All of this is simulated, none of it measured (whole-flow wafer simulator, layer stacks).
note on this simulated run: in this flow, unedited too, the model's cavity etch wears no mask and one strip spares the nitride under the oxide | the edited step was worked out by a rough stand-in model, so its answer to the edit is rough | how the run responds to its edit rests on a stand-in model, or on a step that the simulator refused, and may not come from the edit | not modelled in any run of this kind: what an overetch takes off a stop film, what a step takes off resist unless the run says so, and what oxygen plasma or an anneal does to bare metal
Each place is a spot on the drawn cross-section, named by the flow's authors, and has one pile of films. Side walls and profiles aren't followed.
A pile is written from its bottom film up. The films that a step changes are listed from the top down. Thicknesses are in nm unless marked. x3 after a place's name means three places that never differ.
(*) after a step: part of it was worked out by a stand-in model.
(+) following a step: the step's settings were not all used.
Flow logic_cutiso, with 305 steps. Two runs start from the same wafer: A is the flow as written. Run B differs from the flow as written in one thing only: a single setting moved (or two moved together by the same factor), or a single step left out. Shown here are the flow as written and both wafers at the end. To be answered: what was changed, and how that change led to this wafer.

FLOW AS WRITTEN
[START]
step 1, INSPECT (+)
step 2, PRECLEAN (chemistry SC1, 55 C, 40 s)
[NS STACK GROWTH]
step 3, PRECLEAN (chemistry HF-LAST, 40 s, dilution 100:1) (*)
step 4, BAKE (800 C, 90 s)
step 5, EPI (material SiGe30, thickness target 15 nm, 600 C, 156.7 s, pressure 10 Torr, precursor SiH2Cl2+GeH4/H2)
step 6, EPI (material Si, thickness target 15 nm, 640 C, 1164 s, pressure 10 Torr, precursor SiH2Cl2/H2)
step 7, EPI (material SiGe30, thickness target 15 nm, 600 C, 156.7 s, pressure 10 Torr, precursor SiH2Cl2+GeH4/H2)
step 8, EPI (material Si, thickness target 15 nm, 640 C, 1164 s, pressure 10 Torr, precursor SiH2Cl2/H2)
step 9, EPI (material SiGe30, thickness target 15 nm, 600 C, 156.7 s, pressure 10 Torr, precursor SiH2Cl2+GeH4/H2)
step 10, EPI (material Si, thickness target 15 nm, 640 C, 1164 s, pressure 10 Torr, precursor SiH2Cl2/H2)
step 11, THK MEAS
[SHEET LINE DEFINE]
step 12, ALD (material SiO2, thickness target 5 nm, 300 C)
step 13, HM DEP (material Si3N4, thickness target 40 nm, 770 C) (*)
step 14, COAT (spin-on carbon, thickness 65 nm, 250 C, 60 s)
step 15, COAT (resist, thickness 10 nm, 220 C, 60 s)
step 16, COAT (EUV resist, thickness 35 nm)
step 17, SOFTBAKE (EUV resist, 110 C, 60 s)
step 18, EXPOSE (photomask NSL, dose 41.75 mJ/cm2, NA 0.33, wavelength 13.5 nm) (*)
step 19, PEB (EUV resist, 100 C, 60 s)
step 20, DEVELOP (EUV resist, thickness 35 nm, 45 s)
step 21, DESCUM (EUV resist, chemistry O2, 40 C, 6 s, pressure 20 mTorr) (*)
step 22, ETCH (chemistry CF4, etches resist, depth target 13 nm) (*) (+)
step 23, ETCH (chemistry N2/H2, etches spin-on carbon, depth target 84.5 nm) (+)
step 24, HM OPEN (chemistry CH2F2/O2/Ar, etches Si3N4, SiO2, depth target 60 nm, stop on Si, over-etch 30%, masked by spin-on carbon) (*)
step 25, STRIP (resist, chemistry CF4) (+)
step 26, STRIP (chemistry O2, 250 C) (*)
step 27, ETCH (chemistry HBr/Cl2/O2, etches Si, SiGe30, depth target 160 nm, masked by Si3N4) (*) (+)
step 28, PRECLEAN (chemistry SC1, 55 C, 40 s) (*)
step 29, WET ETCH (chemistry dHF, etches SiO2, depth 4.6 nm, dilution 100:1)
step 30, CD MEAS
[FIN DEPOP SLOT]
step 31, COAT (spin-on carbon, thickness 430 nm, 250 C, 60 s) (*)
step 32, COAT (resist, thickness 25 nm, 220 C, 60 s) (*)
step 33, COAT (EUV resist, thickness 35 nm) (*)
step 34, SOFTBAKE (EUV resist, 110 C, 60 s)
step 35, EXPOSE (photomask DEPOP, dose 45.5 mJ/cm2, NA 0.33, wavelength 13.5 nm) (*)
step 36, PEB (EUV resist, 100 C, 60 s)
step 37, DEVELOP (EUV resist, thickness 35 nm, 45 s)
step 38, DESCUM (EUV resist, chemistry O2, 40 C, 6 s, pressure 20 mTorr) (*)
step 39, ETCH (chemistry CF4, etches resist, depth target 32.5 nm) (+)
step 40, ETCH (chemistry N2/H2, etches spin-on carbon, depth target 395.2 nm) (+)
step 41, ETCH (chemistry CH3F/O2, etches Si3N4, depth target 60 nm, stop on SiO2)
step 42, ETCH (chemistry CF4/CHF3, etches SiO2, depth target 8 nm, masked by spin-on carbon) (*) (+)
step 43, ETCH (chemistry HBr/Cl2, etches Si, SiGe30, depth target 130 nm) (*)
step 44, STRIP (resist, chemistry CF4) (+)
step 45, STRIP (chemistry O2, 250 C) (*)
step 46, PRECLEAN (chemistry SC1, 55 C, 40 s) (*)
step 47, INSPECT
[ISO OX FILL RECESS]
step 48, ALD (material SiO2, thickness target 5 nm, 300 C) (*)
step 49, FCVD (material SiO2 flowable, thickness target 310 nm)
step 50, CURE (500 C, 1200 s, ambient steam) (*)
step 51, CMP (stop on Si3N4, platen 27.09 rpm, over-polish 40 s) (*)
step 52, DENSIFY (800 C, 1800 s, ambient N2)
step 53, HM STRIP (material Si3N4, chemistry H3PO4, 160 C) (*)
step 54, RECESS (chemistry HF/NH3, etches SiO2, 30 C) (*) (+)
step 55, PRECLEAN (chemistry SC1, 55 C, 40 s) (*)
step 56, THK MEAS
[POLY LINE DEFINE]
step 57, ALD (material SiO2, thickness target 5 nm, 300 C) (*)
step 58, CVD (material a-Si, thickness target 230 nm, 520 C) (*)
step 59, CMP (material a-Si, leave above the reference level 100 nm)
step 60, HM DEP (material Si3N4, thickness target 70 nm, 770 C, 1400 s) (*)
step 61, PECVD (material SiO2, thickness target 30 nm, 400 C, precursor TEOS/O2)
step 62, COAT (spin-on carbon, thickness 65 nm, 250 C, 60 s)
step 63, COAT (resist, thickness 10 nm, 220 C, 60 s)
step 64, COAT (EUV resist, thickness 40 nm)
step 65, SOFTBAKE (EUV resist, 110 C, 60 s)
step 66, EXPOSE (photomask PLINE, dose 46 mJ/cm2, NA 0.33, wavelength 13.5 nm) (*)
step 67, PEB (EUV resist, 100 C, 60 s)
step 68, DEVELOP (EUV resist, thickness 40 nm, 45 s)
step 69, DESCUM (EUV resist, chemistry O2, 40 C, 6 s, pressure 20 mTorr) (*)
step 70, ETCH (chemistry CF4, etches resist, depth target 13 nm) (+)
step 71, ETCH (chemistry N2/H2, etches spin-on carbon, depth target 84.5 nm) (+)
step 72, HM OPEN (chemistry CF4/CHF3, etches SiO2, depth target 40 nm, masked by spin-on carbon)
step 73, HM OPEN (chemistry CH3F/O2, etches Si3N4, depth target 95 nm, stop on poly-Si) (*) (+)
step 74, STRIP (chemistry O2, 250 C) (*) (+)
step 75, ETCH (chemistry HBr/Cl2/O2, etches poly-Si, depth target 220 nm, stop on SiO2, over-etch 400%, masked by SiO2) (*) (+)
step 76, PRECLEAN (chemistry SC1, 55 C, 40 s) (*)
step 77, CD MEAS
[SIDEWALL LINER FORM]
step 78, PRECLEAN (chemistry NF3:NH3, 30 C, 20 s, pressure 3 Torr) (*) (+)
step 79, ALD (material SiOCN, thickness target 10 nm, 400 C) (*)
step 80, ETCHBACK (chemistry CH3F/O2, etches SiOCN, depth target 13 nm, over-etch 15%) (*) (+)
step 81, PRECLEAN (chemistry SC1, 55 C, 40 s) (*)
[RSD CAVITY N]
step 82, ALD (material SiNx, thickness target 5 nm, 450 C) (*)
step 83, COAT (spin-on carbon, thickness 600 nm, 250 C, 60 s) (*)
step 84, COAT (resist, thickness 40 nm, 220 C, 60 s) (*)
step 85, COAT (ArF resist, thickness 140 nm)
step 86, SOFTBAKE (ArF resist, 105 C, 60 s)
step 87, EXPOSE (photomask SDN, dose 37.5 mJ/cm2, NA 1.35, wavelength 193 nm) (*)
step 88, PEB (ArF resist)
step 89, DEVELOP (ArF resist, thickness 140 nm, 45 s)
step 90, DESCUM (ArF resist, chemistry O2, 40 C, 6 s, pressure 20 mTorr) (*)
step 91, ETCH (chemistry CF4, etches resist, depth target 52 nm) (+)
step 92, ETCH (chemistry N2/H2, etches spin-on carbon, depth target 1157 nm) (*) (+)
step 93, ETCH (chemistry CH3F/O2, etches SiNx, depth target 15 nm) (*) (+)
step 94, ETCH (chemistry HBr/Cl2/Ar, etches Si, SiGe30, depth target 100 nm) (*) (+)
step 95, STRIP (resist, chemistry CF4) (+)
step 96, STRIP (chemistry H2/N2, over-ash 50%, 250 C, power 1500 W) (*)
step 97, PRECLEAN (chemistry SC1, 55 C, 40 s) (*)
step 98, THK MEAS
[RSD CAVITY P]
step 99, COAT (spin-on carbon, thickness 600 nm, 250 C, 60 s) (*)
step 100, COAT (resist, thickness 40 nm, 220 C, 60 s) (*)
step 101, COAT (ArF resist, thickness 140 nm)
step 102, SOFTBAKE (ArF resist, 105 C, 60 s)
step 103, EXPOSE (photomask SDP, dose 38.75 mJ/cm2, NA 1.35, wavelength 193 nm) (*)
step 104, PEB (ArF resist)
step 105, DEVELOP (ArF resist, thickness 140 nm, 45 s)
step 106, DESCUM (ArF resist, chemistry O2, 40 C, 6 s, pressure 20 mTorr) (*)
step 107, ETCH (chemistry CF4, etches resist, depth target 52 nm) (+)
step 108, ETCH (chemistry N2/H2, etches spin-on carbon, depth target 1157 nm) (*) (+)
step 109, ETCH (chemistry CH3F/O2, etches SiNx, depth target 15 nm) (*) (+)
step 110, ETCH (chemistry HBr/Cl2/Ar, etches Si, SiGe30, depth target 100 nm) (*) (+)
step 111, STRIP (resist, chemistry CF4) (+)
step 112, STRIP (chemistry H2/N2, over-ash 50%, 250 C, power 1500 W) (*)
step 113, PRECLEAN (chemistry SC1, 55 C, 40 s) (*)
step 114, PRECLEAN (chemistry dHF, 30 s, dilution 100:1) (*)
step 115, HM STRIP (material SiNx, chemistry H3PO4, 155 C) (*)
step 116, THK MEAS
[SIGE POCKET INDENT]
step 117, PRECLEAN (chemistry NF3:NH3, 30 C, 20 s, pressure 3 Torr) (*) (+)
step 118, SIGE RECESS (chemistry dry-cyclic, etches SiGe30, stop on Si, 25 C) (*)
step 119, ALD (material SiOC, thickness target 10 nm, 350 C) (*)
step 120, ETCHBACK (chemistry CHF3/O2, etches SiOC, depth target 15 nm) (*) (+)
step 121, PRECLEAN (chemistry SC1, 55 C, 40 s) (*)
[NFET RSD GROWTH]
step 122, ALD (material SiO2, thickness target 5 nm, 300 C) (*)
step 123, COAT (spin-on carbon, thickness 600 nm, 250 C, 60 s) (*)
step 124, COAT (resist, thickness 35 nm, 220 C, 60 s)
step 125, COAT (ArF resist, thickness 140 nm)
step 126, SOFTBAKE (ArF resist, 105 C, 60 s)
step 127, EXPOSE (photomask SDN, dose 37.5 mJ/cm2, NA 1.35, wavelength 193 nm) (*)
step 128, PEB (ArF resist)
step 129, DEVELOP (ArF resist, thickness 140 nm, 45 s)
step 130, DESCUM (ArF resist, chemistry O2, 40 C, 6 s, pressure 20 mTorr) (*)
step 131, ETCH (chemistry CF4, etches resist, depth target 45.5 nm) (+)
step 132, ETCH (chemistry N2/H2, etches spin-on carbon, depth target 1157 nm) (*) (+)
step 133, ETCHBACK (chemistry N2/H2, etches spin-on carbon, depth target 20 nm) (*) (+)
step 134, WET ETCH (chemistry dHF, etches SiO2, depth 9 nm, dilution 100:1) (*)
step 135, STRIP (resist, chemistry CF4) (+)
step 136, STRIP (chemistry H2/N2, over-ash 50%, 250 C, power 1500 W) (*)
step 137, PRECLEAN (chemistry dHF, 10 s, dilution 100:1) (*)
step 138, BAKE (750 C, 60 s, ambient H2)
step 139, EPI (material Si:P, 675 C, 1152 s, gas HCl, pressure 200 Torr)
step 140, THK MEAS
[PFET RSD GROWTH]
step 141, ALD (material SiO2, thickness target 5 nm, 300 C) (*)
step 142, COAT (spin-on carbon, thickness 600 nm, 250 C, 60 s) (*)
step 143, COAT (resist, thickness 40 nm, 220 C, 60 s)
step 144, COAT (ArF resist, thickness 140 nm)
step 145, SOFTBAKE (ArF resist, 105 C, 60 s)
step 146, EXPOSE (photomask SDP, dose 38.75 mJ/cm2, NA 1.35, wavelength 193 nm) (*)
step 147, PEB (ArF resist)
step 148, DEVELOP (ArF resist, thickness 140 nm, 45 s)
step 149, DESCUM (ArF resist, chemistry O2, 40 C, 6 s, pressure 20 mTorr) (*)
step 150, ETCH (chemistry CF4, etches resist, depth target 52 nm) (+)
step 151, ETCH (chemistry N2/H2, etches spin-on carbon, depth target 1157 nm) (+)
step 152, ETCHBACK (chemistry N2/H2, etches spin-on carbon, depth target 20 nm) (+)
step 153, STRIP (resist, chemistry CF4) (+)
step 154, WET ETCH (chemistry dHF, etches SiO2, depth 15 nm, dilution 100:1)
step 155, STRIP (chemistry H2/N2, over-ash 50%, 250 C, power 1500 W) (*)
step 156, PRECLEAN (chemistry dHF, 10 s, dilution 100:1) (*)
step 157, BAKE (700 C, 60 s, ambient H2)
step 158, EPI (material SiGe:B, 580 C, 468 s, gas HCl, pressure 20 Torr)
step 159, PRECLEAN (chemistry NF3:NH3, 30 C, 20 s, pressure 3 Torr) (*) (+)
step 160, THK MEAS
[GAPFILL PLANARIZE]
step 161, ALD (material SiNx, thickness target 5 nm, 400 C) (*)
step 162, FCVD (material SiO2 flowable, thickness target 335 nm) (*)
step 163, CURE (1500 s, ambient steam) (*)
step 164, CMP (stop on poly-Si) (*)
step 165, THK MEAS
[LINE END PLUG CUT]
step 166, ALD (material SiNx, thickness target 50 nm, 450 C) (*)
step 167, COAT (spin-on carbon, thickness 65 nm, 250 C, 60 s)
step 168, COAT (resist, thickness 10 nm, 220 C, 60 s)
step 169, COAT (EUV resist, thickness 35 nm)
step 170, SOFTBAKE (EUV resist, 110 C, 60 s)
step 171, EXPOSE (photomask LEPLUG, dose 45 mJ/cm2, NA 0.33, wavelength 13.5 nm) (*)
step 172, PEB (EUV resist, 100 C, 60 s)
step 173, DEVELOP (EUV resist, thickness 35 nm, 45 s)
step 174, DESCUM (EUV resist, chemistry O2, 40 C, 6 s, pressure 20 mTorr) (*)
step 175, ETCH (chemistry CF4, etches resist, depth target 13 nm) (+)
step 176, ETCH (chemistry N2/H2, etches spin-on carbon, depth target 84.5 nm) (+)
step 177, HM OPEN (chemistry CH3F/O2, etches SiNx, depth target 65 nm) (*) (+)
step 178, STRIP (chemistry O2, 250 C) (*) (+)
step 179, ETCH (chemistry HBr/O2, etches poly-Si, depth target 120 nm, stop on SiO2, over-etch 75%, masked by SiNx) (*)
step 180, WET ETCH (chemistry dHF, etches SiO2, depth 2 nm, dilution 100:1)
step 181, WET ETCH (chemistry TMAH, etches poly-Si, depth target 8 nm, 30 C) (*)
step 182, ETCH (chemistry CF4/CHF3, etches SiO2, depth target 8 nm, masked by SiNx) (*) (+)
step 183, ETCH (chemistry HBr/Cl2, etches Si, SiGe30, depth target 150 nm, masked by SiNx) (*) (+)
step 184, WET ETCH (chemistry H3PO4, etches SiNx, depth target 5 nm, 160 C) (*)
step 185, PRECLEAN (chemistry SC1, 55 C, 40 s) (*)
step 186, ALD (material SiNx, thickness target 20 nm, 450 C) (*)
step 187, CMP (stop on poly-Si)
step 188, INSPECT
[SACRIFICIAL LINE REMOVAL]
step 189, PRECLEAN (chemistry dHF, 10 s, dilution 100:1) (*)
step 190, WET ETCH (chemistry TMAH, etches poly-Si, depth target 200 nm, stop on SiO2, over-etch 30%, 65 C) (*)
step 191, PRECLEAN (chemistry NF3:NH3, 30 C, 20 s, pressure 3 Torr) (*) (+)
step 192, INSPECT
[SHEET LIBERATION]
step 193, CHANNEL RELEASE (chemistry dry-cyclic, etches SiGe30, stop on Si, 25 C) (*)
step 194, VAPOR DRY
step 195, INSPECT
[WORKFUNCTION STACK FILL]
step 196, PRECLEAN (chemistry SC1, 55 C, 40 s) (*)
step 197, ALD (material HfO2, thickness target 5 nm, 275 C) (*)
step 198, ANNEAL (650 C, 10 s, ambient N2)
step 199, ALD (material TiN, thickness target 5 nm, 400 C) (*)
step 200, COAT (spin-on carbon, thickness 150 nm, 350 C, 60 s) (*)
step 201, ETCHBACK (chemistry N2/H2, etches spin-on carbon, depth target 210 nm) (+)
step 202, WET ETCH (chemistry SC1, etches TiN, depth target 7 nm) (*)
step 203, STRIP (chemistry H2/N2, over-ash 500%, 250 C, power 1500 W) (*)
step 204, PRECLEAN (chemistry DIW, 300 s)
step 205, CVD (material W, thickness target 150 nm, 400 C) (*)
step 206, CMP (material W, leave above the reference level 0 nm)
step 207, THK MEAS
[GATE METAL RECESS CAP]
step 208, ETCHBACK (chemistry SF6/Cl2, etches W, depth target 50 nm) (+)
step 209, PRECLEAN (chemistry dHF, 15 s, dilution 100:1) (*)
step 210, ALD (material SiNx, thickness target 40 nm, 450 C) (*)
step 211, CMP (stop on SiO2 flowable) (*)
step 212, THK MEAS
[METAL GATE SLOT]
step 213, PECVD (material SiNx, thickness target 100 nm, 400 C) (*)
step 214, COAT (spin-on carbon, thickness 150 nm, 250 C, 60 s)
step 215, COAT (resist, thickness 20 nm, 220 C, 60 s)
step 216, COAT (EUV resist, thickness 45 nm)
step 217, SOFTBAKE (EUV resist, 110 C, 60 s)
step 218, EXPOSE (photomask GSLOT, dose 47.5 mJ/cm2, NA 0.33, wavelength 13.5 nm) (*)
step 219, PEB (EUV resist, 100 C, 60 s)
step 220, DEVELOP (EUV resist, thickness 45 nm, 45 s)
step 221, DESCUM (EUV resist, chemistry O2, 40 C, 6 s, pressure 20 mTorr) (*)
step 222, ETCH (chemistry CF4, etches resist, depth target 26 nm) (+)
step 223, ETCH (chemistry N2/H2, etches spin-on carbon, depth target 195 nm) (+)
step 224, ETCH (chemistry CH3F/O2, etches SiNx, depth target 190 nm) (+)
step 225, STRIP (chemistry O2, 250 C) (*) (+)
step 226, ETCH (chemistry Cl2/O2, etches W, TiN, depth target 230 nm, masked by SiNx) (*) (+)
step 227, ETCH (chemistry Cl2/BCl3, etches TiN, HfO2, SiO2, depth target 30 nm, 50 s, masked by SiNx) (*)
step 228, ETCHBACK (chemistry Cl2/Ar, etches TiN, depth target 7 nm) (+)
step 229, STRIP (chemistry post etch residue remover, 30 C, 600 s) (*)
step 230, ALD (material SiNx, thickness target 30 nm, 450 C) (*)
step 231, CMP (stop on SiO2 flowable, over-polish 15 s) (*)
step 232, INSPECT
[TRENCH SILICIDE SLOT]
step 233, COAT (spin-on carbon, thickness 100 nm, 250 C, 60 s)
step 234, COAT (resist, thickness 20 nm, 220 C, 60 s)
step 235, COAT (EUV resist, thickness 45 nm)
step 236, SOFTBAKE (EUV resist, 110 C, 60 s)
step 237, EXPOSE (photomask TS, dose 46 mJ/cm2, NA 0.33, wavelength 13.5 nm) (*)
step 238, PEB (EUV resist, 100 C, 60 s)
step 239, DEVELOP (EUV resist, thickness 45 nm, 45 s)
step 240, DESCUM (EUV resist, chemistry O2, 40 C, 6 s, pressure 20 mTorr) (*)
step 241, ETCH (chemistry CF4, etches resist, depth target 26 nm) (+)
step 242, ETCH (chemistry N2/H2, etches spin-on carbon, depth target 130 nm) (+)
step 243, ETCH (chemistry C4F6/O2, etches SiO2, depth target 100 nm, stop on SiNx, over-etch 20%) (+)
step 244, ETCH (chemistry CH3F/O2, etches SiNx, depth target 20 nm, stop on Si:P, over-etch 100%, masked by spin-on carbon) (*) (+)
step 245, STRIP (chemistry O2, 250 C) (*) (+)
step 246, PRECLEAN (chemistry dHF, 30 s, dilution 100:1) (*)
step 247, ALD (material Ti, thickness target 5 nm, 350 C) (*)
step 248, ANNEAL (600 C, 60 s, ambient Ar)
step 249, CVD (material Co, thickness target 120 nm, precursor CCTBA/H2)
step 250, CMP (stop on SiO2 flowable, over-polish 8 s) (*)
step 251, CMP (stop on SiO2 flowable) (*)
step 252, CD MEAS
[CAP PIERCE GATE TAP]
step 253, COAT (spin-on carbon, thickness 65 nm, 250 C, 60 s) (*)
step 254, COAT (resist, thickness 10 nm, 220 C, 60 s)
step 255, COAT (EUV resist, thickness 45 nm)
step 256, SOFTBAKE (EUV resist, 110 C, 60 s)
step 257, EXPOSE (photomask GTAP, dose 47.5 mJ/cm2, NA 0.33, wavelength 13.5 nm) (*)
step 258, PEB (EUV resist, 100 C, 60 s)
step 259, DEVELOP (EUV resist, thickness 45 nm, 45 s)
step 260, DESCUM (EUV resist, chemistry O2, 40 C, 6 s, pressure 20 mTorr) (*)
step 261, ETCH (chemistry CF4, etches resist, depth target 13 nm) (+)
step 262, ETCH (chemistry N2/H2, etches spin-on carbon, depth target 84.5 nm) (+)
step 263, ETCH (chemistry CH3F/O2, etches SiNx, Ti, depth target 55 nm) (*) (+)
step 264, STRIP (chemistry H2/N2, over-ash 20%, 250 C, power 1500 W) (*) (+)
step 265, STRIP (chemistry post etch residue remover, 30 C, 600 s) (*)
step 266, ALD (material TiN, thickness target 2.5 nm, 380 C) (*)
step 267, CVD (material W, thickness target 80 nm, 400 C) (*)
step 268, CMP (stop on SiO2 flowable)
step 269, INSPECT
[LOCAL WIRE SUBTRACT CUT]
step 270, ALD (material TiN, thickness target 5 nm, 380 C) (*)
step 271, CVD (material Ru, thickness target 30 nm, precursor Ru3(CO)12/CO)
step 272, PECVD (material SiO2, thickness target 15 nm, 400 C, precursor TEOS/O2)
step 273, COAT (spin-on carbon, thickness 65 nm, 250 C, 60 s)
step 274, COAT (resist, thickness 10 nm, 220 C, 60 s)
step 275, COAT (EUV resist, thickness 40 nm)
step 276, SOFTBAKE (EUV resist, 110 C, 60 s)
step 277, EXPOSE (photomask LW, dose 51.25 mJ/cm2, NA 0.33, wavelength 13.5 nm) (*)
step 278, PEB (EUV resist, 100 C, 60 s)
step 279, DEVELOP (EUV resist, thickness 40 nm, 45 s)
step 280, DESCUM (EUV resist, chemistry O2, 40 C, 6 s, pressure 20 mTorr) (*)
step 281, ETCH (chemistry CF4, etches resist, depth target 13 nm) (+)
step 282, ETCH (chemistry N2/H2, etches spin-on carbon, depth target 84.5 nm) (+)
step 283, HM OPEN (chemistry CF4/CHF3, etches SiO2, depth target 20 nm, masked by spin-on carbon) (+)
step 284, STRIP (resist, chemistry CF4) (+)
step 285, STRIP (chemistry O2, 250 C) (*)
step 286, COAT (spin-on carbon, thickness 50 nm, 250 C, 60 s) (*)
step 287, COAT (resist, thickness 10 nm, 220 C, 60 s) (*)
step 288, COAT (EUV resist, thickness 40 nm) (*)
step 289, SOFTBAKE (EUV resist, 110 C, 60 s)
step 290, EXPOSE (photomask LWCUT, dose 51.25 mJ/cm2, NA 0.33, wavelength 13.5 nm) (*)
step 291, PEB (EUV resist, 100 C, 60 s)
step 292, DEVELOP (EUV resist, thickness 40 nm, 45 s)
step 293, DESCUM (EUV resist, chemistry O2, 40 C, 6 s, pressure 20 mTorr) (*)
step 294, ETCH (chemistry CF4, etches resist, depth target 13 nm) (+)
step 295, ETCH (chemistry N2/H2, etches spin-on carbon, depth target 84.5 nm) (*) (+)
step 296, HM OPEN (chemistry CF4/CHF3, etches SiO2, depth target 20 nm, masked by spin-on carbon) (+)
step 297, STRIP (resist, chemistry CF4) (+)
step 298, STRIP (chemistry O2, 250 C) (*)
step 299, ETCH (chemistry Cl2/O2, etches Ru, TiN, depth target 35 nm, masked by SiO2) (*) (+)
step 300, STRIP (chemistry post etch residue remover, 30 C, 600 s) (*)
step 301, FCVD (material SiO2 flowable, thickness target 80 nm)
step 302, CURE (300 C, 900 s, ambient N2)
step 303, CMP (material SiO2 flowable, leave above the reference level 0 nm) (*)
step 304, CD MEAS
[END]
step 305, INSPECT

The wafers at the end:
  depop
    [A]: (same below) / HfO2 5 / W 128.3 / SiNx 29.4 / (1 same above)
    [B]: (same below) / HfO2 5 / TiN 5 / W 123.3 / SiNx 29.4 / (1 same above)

Cause: step 200, COAT: thickness 172 nm was run, though the flow has thickness 150 nm.

The path from the change to this, step by step:
  step 200, COAT (spin-on carbon, thickness 150 nm, 350 C, 60 s) (*)
      gl, glp, gxn, gxp: A +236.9 spin-on carbon (new film) | B +258.9 spin-on carbon (new film)
      lnr, lnrp: A +133.9 spin-on carbon (new film) | B +155.9 spin-on carbon (new film)
      (and at 16 other places as well)
  step 201, ETCHBACK (chemistry N2/H2, etches spin-on carbon, depth target 210 nm) (+)
      depop: A -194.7 spin-on carbon (all of it) | B -210 spin-on carbon
      dpovl: A -194.8 spin-on carbon (all of it) | B -210 spin-on carbon
      (and at 13 other places as well)
  step 202, WET ETCH (chemistry SC1, etches TiN, depth target 7 nm) (*)
      depop, dpovl, isow, nsgap: A -5 TiN (all of it) | B -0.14 spin-on carbon
  step 203, STRIP (chemistry H2/N2, over-ash 500%, 250 C, power 1500 W) (*)
      depop: A nothing | B -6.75 spin-on carbon (all of it)
      dpovl: A nothing | B -6.78 spin-on carbon (all of it)
      (and at 9 other places as well)
